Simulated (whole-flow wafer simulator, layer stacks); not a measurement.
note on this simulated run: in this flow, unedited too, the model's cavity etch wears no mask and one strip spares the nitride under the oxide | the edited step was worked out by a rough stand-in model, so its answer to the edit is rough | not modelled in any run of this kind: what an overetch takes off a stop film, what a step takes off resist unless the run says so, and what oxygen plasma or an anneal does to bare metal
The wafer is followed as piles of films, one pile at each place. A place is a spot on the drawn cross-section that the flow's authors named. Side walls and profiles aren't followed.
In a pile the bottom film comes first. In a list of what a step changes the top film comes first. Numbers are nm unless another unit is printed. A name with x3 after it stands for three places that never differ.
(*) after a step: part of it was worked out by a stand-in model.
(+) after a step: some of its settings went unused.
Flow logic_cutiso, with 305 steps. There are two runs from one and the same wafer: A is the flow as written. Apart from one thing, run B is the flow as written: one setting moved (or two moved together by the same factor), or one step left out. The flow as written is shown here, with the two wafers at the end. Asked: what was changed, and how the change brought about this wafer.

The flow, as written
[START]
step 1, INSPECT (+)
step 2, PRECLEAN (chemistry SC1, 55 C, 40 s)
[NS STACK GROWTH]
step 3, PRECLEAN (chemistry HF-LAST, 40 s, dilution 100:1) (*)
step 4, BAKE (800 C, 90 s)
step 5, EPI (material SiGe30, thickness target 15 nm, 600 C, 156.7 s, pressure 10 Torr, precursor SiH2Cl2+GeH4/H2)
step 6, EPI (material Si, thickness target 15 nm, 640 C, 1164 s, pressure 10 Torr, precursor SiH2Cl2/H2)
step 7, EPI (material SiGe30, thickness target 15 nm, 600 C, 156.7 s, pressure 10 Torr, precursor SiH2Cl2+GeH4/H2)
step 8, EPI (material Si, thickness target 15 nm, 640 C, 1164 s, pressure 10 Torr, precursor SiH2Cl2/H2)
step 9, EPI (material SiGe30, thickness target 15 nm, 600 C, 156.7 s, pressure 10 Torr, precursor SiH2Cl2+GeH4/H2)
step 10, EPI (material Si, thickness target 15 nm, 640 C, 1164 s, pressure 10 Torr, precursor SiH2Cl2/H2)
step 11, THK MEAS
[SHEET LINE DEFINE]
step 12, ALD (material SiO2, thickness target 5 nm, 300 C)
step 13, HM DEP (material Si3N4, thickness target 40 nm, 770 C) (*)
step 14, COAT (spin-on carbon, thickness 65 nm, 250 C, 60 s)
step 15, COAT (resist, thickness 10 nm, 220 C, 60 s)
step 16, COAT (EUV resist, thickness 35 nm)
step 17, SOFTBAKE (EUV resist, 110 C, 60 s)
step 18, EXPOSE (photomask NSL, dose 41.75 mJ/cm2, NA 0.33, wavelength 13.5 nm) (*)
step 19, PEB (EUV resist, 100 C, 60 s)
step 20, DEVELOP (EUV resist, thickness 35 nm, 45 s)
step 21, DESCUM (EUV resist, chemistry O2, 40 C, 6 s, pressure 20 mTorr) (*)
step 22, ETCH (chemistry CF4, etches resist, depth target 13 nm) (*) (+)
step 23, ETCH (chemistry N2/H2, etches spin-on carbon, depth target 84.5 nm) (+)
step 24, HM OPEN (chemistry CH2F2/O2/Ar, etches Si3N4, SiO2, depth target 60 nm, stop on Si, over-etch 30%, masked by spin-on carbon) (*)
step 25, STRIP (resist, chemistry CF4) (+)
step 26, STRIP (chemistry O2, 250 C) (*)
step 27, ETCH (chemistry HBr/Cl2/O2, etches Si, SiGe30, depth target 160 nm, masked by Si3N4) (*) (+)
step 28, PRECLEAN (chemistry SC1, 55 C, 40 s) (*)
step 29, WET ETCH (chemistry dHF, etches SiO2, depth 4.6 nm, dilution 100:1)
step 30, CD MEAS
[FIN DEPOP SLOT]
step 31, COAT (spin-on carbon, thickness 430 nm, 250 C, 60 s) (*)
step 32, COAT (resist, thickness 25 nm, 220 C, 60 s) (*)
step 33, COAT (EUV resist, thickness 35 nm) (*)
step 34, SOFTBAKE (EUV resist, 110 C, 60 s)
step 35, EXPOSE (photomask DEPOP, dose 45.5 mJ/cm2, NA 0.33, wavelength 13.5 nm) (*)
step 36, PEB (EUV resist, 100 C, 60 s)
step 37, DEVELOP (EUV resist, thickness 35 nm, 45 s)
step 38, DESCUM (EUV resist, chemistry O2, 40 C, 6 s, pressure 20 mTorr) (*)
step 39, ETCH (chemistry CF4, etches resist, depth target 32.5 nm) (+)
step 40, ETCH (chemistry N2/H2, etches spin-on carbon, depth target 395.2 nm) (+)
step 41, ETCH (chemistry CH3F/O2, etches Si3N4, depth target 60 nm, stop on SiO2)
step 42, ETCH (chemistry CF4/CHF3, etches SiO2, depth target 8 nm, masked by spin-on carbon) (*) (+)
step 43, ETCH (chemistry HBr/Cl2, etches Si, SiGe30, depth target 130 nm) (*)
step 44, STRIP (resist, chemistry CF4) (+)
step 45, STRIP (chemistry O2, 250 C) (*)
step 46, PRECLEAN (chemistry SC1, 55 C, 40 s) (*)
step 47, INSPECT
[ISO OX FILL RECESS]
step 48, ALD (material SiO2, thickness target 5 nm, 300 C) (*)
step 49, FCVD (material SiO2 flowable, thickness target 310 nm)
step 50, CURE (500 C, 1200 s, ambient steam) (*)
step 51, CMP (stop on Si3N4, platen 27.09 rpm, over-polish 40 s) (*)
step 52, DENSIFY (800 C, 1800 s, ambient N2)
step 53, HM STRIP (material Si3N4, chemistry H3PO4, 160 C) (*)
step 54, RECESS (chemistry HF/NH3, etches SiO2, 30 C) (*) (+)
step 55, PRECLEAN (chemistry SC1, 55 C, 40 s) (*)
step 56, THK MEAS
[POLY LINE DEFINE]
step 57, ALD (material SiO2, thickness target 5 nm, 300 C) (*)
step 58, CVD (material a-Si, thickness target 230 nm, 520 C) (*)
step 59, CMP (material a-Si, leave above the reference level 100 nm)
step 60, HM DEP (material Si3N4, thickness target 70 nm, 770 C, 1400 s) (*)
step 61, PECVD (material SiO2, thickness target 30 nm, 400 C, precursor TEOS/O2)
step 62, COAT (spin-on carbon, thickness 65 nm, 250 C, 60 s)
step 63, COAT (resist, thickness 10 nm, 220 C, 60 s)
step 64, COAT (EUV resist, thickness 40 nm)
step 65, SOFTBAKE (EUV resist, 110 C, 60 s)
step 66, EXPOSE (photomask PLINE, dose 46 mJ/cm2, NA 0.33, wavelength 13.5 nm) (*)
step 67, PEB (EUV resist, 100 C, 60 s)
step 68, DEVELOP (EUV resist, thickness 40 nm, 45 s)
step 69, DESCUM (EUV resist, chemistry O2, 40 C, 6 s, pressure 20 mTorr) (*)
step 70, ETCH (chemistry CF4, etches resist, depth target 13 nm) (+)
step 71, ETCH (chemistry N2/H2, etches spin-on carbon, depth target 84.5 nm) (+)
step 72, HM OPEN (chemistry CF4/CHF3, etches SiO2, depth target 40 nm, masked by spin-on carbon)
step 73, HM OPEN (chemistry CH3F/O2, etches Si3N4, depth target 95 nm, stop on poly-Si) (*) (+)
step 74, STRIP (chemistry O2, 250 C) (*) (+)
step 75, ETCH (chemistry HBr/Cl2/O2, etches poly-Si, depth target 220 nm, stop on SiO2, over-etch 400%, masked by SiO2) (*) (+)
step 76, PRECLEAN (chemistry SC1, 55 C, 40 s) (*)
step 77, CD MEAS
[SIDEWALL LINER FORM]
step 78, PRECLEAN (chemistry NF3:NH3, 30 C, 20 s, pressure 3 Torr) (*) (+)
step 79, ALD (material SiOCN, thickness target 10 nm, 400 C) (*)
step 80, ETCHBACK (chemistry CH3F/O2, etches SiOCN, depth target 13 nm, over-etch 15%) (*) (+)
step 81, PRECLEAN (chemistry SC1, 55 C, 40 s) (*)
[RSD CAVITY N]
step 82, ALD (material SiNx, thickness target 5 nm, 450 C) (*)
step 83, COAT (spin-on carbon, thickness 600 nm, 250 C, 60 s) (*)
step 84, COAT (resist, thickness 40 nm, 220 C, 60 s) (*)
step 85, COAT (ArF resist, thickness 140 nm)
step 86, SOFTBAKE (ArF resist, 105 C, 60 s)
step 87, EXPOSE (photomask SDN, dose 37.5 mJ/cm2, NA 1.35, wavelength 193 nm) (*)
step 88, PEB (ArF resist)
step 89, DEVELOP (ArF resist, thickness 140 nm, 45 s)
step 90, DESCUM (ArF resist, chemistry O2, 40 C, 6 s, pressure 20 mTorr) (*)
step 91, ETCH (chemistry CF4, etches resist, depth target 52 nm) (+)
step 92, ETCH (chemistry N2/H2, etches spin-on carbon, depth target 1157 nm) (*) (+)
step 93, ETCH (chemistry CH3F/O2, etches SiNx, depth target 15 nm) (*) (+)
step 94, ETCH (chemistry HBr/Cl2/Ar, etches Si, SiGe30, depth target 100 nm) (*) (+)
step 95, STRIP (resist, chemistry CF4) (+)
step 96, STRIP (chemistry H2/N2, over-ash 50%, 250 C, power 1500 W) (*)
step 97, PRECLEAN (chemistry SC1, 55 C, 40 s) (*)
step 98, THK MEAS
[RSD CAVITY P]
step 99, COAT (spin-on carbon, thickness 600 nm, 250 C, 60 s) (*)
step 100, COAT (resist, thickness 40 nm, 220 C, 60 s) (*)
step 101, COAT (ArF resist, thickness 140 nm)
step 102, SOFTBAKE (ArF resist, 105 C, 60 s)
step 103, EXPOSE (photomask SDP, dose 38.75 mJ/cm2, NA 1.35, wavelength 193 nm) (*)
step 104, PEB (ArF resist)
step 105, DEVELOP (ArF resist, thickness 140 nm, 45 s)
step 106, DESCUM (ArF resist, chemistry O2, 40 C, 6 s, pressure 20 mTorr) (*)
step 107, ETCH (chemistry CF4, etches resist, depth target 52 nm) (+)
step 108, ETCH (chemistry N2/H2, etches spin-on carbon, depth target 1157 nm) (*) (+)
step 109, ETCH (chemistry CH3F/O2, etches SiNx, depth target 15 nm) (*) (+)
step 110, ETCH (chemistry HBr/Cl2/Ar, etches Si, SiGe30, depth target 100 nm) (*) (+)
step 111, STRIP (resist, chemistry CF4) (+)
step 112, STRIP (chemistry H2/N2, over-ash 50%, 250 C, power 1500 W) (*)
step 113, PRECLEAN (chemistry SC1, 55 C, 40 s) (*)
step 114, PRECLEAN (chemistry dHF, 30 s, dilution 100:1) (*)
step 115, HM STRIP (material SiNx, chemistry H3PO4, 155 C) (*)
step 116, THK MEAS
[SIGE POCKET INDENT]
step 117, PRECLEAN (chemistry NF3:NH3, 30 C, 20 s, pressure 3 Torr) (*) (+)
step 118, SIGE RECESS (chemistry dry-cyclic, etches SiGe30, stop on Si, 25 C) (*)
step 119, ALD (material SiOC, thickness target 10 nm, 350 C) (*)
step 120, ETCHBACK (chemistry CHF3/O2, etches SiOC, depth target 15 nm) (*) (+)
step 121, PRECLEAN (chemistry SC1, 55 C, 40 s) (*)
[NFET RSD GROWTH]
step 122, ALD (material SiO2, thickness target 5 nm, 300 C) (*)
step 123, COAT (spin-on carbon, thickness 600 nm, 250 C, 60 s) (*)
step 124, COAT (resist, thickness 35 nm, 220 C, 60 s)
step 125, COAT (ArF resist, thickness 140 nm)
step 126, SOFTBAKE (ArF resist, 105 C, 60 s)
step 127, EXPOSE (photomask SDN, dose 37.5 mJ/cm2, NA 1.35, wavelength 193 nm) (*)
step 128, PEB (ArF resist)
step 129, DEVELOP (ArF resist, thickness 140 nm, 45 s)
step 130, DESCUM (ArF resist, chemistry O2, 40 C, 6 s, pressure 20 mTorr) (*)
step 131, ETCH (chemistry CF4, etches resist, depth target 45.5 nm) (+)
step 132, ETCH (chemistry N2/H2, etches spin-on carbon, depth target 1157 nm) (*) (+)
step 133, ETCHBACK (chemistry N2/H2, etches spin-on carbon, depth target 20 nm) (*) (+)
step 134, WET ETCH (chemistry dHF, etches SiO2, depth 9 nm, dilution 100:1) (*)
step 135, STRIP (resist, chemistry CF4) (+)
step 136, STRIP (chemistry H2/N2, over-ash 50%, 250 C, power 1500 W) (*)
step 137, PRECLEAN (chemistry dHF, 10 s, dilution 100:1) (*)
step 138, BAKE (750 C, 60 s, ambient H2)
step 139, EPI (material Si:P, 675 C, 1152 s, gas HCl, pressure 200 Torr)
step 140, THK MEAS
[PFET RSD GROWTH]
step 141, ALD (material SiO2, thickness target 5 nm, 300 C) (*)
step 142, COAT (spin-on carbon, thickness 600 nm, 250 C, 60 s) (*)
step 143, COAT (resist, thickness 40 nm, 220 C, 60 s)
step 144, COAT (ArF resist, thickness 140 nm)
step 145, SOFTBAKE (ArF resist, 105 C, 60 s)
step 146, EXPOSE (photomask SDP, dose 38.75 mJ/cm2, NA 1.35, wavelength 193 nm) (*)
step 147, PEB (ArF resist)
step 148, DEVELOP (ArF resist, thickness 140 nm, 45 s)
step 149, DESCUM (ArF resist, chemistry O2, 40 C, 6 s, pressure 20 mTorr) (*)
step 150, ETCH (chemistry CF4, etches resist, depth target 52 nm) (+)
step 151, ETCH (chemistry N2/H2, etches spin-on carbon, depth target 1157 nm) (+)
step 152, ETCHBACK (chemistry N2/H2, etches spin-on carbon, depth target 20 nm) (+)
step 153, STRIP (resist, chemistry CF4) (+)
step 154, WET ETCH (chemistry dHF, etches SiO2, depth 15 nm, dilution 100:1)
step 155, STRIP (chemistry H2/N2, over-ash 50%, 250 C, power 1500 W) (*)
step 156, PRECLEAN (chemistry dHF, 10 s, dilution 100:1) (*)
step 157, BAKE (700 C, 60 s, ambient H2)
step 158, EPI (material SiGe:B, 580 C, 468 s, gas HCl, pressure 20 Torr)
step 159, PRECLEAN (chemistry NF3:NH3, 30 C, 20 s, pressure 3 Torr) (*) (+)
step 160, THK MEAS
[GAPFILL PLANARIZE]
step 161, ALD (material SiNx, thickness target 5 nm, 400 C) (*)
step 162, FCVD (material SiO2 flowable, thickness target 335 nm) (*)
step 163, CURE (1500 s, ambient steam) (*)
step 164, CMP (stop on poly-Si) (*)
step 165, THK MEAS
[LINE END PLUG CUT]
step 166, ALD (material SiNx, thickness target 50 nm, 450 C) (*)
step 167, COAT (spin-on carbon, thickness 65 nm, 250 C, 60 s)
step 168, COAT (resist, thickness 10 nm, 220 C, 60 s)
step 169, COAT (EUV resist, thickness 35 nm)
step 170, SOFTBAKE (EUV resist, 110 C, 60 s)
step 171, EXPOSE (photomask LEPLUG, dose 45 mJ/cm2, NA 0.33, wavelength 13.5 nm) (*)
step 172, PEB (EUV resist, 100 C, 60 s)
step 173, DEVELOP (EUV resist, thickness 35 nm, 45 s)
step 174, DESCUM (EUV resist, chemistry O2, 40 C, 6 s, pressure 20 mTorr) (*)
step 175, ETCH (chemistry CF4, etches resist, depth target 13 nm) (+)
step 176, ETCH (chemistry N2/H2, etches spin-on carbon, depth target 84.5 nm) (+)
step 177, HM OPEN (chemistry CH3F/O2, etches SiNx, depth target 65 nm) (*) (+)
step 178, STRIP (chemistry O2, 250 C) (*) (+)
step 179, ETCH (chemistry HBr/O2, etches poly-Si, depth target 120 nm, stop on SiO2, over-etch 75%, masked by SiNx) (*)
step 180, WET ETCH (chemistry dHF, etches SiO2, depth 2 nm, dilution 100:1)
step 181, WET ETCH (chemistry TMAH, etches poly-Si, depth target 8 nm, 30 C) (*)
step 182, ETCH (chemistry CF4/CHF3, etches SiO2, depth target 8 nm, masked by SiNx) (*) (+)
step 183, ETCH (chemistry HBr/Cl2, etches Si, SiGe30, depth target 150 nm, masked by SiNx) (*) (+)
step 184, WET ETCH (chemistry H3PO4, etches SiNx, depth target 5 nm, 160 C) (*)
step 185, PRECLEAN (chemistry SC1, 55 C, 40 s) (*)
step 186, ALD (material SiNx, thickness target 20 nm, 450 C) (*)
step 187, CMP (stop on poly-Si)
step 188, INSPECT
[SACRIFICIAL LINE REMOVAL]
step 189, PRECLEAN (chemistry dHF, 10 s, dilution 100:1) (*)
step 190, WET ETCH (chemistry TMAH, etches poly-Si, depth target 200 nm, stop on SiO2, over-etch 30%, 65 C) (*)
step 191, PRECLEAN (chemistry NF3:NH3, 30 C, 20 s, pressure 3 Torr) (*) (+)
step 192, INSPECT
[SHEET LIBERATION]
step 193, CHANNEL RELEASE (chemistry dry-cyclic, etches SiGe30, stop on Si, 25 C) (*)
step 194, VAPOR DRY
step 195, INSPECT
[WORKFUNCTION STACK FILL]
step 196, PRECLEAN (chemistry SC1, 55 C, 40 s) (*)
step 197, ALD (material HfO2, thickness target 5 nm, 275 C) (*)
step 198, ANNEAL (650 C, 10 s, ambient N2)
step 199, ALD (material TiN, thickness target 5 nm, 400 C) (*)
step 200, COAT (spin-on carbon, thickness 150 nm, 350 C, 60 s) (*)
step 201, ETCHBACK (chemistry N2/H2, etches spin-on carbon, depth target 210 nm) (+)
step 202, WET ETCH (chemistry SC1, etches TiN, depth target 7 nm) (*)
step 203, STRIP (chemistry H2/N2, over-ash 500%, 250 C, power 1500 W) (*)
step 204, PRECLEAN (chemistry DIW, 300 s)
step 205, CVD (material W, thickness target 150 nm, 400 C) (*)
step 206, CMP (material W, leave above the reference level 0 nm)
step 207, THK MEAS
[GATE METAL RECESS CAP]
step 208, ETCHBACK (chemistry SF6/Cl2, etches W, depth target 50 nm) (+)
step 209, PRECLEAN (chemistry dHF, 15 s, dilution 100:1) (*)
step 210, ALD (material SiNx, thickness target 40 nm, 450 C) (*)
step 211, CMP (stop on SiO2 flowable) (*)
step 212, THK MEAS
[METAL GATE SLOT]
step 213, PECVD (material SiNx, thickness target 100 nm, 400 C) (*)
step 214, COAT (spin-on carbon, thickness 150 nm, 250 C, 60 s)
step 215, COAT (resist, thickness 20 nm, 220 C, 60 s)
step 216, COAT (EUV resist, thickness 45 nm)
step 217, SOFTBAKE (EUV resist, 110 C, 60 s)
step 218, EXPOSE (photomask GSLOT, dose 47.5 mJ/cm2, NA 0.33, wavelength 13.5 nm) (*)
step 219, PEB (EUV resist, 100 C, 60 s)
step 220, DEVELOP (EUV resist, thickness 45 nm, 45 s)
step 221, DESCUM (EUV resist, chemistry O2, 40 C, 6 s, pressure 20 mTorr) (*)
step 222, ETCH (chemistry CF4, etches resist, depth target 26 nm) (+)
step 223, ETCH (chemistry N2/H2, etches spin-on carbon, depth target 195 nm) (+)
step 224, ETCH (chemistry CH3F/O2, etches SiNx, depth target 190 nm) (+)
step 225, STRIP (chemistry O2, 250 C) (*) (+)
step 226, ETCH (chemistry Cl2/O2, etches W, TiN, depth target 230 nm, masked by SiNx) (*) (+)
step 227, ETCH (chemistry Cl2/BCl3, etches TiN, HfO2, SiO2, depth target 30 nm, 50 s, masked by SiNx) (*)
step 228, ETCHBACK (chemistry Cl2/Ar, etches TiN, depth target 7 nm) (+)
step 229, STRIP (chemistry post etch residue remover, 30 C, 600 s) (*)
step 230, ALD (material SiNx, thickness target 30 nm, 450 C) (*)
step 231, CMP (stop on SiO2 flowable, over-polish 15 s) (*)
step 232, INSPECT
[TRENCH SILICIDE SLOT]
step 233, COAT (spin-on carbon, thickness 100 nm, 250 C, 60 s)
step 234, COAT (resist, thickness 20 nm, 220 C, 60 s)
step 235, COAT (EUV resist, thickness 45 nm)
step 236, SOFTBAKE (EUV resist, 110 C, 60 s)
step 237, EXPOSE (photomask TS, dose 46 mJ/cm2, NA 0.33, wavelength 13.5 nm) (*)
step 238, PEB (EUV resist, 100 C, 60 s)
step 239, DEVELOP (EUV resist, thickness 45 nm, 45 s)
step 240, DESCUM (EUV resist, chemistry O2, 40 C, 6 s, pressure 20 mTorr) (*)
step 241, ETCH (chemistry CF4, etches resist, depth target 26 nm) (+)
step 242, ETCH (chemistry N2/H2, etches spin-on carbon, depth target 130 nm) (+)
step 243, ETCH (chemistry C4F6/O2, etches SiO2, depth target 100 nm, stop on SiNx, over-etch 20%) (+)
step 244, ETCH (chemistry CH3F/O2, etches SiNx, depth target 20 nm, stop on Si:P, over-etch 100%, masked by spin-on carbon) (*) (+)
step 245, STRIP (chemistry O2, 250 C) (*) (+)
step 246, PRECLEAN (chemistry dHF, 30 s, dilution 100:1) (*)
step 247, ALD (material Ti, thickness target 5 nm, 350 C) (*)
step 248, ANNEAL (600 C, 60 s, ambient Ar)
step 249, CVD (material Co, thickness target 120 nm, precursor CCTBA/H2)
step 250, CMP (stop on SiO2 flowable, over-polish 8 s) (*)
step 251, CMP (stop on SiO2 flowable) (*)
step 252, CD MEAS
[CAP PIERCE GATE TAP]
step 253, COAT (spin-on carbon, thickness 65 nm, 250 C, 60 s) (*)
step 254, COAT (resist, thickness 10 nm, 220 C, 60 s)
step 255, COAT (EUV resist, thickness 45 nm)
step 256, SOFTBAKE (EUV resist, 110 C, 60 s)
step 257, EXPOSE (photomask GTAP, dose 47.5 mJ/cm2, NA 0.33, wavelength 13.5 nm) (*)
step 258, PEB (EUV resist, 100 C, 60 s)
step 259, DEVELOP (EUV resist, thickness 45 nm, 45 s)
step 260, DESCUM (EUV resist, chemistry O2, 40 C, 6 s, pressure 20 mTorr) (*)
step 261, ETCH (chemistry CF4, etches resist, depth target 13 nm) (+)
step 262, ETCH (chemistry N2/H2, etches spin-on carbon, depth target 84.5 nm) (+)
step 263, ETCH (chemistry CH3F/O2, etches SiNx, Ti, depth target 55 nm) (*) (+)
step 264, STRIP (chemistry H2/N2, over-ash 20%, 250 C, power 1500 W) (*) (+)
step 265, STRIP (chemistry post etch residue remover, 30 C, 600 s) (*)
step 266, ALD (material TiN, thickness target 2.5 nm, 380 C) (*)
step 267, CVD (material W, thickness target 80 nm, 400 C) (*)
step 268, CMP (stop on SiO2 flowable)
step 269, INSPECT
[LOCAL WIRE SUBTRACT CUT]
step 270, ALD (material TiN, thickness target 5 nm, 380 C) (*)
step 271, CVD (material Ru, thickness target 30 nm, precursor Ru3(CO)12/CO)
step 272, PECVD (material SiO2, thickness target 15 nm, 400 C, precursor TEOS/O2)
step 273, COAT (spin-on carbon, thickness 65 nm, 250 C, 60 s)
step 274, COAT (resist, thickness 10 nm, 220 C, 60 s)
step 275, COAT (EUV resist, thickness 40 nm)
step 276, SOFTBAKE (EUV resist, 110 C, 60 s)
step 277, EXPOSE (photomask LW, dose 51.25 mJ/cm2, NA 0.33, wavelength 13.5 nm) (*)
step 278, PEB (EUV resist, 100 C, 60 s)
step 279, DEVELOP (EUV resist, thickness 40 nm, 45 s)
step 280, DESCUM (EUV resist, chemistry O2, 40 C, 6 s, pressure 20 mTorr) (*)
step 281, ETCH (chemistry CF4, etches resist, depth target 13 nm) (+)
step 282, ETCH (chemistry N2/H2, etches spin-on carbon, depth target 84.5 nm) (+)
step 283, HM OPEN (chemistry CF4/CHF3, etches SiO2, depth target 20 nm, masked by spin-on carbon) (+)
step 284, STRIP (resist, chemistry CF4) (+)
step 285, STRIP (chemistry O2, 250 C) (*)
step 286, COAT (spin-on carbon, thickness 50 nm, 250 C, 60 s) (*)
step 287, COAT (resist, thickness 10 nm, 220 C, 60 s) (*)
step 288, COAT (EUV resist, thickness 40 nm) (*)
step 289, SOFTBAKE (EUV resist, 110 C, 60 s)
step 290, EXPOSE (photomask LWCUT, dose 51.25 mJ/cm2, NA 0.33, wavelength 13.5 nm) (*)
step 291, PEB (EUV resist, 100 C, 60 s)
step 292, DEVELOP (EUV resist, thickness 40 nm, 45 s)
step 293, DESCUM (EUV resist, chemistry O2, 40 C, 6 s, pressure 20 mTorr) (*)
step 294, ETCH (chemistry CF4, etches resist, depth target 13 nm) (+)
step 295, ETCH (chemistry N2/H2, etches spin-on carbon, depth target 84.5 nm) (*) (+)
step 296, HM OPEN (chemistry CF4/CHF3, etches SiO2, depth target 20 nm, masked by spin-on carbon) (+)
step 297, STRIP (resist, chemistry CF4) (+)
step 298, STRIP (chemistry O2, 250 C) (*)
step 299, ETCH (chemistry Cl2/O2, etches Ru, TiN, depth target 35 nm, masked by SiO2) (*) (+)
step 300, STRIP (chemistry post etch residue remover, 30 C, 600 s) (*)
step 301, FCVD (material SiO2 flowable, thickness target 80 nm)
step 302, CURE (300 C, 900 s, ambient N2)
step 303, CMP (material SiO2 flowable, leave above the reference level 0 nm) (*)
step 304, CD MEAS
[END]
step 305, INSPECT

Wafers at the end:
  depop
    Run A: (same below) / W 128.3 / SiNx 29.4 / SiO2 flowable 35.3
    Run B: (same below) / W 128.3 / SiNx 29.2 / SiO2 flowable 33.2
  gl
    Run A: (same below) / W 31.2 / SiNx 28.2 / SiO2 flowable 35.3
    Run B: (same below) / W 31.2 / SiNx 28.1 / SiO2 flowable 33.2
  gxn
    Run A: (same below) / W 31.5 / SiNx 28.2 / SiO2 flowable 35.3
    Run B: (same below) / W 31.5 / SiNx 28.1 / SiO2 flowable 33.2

The reason: step 270, ALD: thickness target 2.8 nm was run, while the flow as written has thickness target 5 nm.

The path from the change to this, step by step:
  step 270, ALD (material TiN, thickness target 5 nm, 380 C) (*)
      depop, dpovl, gfld and 19 more: A TiN gains 5 (new film) | B TiN gains 2.8 (new film)
  step 299, ETCH (chemistry Cl2/O2, etches Ru, TiN, depth target 35 nm, masked by SiO2) (*) (+)
      depop, dpovl, gfld and 9 more: A Ru loses 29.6 (all of it), TiN loses 5 (all of it) | B Ru loses 29.6 (all of it), TiN loses 2.8 (all of it), SiNx loses 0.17
      iso, rsdx: A Ru loses 29.6 (all of it), TiN loses 5 (all of it) | B Ru loses 29.6 (all of it), TiN loses 2.8 (all of it), SiO2 flowable loses 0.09
      (and at 4 other places as well)
  step 301, FCVD (material SiO2 flowable, thickness target 80 nm)
      lnrt, rsdn, rsdp, tap: A SiO2 flowable gains 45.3 (new film) | B SiO2 flowable gains 46.8 (new film)
  step 303, CMP (material SiO2 flowable, leave above the reference level 0 nm) (*)
      gfld, gl, glp and 10 more: A SiO2 flowable loses 59.2 | B SiO2 flowable loses 60.6
      depop, dpovl, isow, ns, nsgap: A SiO2 flowable loses 44.7 | B SiO2 flowable loses 46.8
      (and at 4 other places as well)
